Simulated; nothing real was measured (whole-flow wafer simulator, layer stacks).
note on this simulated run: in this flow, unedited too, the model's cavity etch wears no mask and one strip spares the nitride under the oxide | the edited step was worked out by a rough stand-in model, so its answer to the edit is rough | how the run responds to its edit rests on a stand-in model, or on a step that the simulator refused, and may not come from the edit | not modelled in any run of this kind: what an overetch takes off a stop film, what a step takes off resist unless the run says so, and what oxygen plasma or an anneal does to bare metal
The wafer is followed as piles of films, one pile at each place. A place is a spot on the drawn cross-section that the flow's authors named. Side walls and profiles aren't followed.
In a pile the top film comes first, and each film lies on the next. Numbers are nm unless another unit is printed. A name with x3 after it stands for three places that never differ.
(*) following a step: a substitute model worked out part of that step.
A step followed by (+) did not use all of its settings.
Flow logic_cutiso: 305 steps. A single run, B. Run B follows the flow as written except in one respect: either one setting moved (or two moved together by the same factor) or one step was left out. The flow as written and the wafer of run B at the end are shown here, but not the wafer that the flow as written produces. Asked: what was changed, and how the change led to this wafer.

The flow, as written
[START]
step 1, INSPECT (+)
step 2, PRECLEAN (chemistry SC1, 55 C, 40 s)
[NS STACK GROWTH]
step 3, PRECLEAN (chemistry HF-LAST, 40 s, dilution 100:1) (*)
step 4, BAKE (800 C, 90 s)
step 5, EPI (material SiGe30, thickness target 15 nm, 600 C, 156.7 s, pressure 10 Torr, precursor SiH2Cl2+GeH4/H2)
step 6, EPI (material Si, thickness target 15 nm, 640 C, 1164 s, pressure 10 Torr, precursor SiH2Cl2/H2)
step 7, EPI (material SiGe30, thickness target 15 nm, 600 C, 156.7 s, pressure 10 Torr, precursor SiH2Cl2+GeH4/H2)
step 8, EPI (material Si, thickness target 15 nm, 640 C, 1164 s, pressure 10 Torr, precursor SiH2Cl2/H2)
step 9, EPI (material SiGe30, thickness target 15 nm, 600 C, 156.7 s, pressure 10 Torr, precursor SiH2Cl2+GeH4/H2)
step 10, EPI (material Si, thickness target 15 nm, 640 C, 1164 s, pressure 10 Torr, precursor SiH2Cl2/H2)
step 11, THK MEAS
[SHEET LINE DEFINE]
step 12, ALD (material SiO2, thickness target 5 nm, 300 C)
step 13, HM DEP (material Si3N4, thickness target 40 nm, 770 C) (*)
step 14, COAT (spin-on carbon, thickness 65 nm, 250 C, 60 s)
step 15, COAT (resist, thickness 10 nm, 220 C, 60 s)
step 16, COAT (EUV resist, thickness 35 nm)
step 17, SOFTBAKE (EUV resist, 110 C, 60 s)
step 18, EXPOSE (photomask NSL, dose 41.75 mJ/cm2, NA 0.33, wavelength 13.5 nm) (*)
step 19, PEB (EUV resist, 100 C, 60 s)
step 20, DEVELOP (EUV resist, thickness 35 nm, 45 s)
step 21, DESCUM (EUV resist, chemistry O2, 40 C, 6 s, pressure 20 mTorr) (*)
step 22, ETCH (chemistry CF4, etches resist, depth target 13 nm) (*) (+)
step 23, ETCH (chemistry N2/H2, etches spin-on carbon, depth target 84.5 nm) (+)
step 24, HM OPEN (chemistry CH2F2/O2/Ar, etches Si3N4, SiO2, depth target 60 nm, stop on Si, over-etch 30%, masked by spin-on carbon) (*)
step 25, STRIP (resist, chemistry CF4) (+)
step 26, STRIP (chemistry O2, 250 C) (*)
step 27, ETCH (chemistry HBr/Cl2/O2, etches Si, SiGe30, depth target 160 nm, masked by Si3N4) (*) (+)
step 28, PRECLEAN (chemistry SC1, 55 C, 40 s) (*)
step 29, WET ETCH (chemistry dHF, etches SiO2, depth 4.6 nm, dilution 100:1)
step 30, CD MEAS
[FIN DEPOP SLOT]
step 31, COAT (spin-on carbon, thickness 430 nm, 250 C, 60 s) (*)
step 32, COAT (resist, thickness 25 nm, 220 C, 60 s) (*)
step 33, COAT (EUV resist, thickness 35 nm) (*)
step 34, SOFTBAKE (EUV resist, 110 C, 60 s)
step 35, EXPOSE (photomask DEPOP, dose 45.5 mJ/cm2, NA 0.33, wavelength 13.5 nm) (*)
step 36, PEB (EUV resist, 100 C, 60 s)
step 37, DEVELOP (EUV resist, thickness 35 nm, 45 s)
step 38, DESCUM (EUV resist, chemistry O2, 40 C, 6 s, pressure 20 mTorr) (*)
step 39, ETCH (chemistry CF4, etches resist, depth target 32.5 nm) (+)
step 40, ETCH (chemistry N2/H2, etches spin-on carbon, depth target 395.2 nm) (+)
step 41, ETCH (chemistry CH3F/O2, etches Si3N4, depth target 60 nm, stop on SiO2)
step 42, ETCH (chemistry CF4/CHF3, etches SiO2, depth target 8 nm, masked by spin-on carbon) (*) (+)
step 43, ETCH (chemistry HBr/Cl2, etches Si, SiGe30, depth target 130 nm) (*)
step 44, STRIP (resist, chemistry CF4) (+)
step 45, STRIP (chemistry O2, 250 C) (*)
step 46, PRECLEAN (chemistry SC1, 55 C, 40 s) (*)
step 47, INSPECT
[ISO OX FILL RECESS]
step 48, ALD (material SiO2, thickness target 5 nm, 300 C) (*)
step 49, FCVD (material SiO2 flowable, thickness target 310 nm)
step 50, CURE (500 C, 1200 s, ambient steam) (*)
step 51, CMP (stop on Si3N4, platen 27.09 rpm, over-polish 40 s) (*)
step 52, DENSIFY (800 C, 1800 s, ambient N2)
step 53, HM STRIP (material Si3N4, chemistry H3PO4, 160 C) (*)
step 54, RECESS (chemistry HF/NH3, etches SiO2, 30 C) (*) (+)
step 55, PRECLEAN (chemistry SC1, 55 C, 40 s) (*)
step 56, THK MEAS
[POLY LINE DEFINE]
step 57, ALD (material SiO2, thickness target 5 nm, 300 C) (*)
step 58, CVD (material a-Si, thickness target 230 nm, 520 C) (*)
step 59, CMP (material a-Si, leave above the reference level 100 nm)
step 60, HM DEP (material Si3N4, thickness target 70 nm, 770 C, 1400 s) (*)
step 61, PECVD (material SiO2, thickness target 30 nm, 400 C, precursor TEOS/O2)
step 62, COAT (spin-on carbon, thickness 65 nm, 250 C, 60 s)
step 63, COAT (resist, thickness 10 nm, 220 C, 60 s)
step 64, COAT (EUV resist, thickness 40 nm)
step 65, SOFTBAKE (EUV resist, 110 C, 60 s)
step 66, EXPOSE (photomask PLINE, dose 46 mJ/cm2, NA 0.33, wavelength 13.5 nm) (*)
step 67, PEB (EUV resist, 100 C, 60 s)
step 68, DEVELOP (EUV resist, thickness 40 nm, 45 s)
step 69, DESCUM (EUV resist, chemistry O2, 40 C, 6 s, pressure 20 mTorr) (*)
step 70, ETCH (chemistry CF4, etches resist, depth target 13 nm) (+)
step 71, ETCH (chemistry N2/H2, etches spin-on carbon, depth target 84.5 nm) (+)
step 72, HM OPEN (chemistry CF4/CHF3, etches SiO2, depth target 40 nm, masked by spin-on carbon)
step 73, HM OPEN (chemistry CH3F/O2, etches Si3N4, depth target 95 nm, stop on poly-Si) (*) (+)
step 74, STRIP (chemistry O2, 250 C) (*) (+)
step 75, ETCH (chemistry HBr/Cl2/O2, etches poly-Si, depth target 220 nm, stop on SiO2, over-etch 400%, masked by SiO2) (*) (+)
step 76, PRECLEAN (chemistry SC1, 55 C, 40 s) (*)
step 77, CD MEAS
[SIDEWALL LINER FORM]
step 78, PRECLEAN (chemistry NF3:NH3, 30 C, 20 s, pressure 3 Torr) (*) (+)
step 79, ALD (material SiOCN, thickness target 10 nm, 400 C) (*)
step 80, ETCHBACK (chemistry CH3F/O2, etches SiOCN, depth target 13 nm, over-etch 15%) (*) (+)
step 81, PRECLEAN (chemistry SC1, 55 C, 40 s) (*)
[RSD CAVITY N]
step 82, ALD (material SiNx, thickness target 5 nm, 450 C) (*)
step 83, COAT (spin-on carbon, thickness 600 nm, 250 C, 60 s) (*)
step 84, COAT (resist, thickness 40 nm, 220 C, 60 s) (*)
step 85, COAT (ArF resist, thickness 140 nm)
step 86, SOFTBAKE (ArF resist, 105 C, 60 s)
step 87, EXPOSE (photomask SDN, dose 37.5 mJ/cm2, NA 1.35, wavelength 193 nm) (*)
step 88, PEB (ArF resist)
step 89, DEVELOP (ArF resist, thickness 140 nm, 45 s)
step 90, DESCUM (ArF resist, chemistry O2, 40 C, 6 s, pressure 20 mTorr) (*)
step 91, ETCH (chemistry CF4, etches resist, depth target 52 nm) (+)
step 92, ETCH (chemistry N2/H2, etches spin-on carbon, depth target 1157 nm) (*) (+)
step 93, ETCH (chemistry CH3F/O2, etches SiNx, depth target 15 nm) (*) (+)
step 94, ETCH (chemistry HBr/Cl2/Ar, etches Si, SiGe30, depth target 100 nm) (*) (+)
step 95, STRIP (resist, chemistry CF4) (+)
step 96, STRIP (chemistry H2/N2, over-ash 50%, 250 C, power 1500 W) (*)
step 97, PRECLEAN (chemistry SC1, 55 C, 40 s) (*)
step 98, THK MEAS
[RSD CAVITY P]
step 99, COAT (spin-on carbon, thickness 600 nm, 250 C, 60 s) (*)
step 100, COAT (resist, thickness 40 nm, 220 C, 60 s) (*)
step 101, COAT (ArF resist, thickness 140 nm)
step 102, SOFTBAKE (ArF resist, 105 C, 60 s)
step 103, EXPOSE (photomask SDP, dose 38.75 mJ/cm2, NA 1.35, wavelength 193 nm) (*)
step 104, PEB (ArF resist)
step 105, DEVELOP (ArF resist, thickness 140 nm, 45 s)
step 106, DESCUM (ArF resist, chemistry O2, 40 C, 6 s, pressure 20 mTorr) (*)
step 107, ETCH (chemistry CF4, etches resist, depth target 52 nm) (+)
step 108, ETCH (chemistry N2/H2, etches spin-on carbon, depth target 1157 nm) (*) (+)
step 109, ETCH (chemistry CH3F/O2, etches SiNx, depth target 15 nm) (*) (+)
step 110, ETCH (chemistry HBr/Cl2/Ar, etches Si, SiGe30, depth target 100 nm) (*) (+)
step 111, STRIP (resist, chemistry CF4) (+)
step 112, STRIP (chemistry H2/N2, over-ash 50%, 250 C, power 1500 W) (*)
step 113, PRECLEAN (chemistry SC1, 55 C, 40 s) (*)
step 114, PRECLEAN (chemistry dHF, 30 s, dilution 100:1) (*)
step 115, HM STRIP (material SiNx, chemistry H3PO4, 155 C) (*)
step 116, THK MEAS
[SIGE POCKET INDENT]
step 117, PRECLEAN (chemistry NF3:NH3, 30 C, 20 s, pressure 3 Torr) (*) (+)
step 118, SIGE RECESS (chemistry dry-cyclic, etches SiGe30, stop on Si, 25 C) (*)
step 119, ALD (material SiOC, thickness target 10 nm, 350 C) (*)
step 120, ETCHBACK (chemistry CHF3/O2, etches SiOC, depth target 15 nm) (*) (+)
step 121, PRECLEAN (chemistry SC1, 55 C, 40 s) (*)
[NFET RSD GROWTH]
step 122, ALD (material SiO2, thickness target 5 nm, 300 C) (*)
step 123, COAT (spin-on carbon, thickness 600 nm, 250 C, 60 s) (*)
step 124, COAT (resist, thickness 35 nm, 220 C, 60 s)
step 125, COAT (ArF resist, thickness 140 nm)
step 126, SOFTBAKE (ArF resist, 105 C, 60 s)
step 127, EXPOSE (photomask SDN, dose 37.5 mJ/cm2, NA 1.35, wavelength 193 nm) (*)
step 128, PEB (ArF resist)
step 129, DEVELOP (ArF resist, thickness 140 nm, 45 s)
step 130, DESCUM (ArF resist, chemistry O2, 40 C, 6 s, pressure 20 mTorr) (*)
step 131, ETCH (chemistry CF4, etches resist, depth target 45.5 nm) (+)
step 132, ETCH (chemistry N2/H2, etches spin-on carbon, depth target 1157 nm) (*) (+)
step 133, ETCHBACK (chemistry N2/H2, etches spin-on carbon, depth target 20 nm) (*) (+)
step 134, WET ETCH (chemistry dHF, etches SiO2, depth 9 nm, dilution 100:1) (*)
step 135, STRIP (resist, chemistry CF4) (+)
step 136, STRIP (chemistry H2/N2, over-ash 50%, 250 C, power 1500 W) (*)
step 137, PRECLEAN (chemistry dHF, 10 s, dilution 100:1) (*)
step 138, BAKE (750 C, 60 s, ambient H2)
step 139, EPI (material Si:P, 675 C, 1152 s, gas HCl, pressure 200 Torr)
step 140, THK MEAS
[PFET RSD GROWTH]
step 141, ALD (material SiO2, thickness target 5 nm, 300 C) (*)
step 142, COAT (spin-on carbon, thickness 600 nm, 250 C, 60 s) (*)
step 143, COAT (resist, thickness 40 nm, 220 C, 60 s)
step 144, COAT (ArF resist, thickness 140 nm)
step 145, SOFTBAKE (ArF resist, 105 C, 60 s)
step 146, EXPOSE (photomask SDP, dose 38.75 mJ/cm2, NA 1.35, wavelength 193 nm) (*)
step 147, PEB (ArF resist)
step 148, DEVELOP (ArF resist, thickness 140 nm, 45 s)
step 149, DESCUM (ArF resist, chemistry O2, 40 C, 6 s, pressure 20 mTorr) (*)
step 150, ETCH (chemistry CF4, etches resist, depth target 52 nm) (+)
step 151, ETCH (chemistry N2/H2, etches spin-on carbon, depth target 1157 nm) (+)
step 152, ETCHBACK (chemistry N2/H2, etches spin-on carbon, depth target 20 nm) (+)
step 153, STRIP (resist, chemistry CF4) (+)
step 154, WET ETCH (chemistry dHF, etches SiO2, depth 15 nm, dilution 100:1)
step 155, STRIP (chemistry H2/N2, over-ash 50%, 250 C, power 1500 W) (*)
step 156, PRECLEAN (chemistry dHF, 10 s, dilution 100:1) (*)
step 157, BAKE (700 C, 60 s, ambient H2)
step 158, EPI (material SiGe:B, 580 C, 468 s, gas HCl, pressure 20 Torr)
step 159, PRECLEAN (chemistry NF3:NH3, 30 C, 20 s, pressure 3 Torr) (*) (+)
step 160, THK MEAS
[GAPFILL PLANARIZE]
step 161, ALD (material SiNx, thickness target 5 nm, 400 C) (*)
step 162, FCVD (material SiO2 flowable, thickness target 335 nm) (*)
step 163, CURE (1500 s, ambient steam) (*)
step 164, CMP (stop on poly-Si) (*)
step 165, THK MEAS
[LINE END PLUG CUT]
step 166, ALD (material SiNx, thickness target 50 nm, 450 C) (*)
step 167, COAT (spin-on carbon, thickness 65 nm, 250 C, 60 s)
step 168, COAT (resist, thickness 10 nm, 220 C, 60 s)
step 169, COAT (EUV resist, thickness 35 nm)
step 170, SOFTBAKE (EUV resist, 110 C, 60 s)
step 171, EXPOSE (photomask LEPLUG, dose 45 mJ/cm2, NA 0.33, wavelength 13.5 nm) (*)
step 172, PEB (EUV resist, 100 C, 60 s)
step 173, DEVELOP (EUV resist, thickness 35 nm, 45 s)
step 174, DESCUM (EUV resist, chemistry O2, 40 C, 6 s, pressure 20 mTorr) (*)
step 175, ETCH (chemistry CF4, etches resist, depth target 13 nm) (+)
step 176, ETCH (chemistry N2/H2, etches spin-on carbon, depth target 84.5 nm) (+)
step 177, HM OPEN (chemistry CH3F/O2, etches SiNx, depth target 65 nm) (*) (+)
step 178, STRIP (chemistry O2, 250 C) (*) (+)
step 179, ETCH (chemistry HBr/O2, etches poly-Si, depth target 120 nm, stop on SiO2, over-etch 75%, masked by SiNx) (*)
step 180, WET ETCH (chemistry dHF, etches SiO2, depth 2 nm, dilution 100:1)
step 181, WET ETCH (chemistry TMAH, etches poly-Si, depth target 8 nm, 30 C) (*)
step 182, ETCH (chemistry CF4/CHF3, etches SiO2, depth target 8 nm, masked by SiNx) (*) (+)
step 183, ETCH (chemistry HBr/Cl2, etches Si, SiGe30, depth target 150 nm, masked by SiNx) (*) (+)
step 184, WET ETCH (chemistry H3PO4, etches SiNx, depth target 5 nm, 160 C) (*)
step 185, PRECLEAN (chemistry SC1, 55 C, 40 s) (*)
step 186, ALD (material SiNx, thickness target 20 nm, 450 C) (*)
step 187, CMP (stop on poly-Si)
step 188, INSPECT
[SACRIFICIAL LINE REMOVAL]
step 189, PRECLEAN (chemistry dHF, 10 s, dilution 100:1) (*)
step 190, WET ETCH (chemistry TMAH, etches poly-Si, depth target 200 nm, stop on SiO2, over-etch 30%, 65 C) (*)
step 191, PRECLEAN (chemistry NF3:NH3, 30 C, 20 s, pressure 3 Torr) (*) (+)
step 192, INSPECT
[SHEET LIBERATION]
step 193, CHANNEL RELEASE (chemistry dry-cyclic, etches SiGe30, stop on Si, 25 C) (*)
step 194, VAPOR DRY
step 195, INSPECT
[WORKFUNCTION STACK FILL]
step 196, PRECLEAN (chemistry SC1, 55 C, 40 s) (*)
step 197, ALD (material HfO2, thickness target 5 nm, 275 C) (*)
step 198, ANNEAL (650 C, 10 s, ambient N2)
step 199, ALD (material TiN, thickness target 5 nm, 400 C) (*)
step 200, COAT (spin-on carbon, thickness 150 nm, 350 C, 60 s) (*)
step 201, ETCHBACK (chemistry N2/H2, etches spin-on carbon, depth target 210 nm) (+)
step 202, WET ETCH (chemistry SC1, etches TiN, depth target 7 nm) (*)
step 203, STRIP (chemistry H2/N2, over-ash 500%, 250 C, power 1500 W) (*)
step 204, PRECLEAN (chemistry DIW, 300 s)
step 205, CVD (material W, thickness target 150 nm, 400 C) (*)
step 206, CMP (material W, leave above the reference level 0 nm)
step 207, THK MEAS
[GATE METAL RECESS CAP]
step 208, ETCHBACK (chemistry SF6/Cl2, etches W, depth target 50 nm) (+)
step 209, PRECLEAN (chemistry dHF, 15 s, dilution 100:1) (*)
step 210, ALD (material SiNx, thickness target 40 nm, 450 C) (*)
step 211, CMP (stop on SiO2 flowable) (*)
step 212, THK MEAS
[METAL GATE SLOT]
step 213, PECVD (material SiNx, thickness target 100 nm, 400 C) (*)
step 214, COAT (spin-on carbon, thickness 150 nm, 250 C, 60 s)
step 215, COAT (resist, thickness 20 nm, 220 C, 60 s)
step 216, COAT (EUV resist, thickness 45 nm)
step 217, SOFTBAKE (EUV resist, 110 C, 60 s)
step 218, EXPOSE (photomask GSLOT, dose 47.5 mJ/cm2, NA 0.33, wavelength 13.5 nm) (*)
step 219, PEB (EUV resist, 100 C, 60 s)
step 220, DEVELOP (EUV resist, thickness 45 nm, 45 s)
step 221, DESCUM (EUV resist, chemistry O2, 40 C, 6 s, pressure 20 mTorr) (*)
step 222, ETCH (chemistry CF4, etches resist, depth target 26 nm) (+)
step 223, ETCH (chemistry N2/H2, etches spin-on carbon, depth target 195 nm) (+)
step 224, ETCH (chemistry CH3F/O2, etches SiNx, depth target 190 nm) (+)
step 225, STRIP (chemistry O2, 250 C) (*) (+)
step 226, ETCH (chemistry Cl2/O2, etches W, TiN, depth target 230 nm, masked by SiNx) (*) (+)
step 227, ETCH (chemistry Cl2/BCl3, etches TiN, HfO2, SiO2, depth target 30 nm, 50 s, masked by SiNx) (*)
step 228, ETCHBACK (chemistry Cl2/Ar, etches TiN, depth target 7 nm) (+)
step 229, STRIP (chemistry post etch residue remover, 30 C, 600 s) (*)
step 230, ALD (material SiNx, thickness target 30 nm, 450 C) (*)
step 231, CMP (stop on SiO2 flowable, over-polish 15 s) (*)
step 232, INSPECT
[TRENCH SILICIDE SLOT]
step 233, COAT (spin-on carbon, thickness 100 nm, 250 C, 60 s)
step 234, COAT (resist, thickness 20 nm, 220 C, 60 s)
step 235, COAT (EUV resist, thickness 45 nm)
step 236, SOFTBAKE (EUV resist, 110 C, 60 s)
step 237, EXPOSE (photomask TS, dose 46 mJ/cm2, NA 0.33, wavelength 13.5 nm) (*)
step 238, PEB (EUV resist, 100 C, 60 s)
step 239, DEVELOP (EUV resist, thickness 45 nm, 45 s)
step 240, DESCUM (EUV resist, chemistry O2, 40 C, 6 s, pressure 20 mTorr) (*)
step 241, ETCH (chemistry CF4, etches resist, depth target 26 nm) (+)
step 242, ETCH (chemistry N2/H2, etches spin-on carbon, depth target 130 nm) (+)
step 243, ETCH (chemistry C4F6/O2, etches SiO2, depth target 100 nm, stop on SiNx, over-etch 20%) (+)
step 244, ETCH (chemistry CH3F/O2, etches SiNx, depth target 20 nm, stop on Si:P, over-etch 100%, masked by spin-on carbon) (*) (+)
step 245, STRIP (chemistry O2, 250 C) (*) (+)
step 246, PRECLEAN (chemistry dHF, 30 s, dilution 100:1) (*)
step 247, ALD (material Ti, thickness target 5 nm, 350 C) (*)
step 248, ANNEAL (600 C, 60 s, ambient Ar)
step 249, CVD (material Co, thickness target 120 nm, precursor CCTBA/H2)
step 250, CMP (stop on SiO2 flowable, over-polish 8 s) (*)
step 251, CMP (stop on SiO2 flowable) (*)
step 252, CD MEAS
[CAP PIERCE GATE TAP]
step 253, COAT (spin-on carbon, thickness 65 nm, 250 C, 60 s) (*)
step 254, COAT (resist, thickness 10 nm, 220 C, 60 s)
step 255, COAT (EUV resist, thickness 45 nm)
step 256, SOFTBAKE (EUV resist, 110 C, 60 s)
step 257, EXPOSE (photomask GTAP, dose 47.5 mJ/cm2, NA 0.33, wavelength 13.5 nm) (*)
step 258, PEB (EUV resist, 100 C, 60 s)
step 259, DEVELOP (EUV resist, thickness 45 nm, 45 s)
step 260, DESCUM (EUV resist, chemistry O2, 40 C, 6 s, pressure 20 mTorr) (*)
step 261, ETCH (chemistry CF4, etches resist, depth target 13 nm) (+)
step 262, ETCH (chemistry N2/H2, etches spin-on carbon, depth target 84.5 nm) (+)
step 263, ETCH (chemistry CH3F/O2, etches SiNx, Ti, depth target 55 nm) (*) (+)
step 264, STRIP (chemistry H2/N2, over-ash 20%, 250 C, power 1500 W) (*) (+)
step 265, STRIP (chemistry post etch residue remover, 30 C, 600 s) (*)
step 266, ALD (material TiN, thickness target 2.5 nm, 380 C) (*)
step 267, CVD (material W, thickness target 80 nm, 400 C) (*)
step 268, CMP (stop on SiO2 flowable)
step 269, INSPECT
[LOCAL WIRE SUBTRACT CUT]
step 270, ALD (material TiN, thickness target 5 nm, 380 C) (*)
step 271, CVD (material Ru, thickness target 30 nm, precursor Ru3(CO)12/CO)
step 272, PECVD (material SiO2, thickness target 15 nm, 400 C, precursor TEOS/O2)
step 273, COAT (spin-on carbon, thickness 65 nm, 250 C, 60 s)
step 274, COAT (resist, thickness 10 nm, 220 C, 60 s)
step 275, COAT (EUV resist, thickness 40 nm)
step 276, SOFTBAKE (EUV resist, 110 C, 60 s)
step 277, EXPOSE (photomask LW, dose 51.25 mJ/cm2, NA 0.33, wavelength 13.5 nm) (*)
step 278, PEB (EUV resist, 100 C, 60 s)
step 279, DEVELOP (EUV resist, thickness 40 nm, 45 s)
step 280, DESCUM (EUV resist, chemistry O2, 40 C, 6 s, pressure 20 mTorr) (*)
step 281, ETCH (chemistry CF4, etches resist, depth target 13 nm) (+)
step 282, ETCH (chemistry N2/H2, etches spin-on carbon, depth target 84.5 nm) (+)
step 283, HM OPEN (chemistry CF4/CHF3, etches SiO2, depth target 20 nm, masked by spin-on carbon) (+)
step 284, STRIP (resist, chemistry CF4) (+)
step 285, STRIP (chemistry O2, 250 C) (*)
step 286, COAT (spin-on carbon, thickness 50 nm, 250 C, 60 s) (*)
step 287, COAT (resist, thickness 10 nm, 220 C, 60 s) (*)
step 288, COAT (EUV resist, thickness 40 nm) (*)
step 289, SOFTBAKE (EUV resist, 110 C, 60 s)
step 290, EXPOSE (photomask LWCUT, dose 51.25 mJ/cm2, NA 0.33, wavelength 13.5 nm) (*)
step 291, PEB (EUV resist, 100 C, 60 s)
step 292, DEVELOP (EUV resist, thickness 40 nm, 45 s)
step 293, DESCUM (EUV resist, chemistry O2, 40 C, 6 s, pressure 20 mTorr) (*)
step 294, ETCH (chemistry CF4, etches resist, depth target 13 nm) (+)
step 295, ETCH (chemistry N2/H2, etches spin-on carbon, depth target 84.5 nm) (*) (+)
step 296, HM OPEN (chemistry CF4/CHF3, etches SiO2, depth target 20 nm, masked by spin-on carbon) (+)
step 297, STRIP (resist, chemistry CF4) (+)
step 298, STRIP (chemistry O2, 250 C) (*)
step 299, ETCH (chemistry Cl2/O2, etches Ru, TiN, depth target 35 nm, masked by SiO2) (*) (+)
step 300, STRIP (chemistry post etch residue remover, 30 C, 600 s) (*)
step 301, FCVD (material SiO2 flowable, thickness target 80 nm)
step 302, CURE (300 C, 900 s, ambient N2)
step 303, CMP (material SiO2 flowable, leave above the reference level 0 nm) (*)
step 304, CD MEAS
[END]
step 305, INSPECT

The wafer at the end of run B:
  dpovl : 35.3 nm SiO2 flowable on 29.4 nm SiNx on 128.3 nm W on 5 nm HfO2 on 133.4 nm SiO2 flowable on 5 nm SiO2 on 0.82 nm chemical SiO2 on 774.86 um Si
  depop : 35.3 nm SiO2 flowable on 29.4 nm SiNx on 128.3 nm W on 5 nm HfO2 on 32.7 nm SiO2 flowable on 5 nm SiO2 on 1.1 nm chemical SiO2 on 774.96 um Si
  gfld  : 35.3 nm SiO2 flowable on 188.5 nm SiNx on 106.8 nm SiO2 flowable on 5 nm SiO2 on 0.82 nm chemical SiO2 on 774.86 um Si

What caused this: step 27, ETCH: depth target 228 nm was run, whereas the flow has depth target 160 nm.

Step by step, how the change led to this:
  step 27, ETCH (chemistry HBr/Cl2/O2, etches Si, SiGe30, depth target 160 nm, masked by Si3N4) (*) (+)
      depop, gl, glp and 12 more: -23 Si3N4 (it would be, as written: -16.8 Si3N4)
      gfld, gxf, iso, lnri: -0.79 chemical SiO2 (all of it), -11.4 Si (all of it), -15 SiGe30 (all of it), -15 Si (all of it), -15 SiGe30 (all of it), -15 Si (all of it), -15 SiGe30 (all of it), -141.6 Si (it would be, as written: -0.79 chemical SiO2 (all of it), -11.4 Si (all of it), -15 SiGe30 (all of it), -15 Si (all of it), -15 SiGe30 (all of it), -15 Si (all of it), -15 SiGe30 (all of it), -73.6 Si)
      (also at 3 further places)
  step 31, COAT (spin-on carbon, thickness 430 nm, 250 C, 60 s) (*)
      depop, ns: +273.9 spin-on carbon (new film) (it would be, as written: +312 spin-on carbon (new film))
      dpovl, nsgap: +527.5 spin-on carbon (new film) (it would be, as written: +503.7 spin-on carbon (new film))
      (also at 18 further places)
  step 40, ETCH (chemistry N2/H2, etches spin-on carbon, depth target 395.2 nm) (+)
      depop: -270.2 spin-on carbon (all of it), -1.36 Si3N4 (it would be, as written: -308.2 spin-on carbon (all of it), -0.95 Si3N4)
  step 41, ETCH (chemistry CH3F/O2, etches Si3N4, depth target 60 nm, stop on SiO2)
      gfld, gl, glp and 17 more: -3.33 resist (it would be, as written: -4.65 resist)
      depop: -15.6 Si3N4 (all of it), -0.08 SiO2 (it would be, as written: -22.2 Si3N4 (all of it), -0.08 SiO2)
      (also at 1 further place)
  step 42, ETCH (chemistry CF4/CHF3, etches SiO2, depth target 8 nm, masked by spin-on carbon) (*) (+)
      gl: -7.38 resist (it would be, as written: -6.54 resist (all of it), -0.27 spin-on carbon)
      gxf: -7.38 resist (it would be, as written: -7.42 resist (all of it))
      (also at 16 further places)
  step 43, ETCH (chemistry HBr/Cl2, etches Si, SiGe30, depth target 130 nm) (*)
      gl: -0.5 resist (all of it), -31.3 spin-on carbon (it would be, as written: -32 spin-on carbon)
      gxf: -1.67 resist (all of it), -29.7 spin-on carbon (it would be, as written: -32 spin-on carbon)
      (also at 7 further places)
  step 45, STRIP (chemistry O2, 250 C) (*)
      gfld, lnri: +0.83 chemical SiO2 (new film), -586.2 spin-on carbon (all of it), -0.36 Si (it would be, as written: +0.82 chemical SiO2 (new film), -538.7 spin-on carbon (all of it), -0.36 Si)
      gxn, gxp: -332.1 spin-on carbon (all of it) (it would be, as written: -346.5 spin-on carbon (all of it))
      (also at 17 further places)
  step 49, FCVD (material SiO2 flowable, thickness target 310 nm)
      gl, glp, gxn and 10 more: +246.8 SiO2 flowable (new film) (it would be, as written: +262.2 SiO2 flowable (new film))
      gfld, gxf, iso, lnri: +500.3 SiO2 flowable (new film) (it would be, as written: +453.9 SiO2 flowable (new film))
      (also at 5 further places)
  step 51, CMP (stop on Si3N4, platen 27.09 rpm, over-polish 40 s) (*)
      gxn, gxp: -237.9 SiO2 flowable (all of it), -5 SiO2 (all of it), -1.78 Si3N4 (it would be, as written: -253 SiO2 flowable (all of it), -5 SiO2 (all of it), -1.78 Si3N4)
      iso, lnri: -244.3 SiO2 flowable (it would be, as written: -259.5 SiO2 flowable)
      (also at 18 further places)
  step 52, DENSIFY (800 C, 1800 s, ambient N2)
      gfld, gxf, iso, lnri: -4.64 SiO2 flowable (it would be, as written: -3.15 SiO2 flowable)
      dpovl: -3.5 SiO2 flowable (it would be, as written: -2.82 SiO2 flowable)
      (also at 2 further places)
  step 53, HM STRIP (material Si3N4, chemistry H3PO4, 160 C) (*)
      gl, glp, gxn and 11 more: -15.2 Si3N4 (all of it), -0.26 SiO2 (it would be, as written: -21.4 Si3N4 (all of it), -0.36 SiO2)
      depop, dpovl, gfld, gxf, iso, isow, lnri, nsgap: -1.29 SiO2 flowable (it would be, as written: -1.82 SiO2 flowable)
  step 54, RECESS (chemistry HF/NH3, etches SiO2, 30 C) (*) (+)
      gfld, gxf, iso, lnri: -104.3 SiO2 flowable (it would be, as written: -111.4 SiO2 flowable)
      depop: -106.4 SiO2 flowable (it would be, as written: -111.9 SiO2 flowable)
      (also at 3 further places)
